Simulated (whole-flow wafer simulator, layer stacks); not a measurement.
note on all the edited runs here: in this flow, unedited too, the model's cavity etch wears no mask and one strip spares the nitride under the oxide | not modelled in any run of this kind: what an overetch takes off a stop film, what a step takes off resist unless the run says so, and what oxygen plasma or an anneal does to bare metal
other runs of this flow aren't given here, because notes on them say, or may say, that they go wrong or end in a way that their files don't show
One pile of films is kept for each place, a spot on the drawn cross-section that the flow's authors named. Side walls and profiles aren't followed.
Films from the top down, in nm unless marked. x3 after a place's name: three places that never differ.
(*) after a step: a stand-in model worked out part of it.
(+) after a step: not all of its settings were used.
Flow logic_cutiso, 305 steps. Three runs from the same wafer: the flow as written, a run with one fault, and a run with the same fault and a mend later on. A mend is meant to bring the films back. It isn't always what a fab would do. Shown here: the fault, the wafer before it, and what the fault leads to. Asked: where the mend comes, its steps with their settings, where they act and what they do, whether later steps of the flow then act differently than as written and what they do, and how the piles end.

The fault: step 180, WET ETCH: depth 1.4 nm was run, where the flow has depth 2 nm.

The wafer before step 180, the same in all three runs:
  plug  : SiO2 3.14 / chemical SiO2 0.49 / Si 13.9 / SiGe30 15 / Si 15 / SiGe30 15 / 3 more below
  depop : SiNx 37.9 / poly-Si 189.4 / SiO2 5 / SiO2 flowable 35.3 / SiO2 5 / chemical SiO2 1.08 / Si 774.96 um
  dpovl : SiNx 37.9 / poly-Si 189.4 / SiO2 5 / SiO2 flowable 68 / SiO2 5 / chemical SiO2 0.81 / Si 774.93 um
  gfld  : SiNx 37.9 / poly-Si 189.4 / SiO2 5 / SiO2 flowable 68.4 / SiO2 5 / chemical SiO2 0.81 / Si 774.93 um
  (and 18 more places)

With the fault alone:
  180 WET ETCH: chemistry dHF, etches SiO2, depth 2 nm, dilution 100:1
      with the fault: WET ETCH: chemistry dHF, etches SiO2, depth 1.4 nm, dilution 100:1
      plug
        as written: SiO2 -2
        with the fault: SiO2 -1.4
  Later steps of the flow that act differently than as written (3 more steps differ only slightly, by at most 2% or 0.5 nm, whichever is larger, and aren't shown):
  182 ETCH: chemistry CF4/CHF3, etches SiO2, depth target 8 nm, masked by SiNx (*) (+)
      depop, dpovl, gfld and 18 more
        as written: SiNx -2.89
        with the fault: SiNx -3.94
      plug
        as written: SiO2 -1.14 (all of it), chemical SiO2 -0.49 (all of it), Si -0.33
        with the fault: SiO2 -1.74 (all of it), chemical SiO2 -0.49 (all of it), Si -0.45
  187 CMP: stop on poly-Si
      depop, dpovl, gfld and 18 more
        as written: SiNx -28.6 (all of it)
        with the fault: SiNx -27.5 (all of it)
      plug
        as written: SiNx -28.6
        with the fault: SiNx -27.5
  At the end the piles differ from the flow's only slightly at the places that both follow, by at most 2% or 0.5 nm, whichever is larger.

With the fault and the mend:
  The mend comes after step 180.
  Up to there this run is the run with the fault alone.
  180a WET ETCH: chemistry dHF, etches SiO2, depth 0.6 nm, dilution 100:1 (the flow's step 180 once more, with other settings)
      plug
        SiO2 -0.6
  No later step of the flow acts differently than as written at any place that is followed.
  At the end the piles are the same as the flow's at every place that both follow.
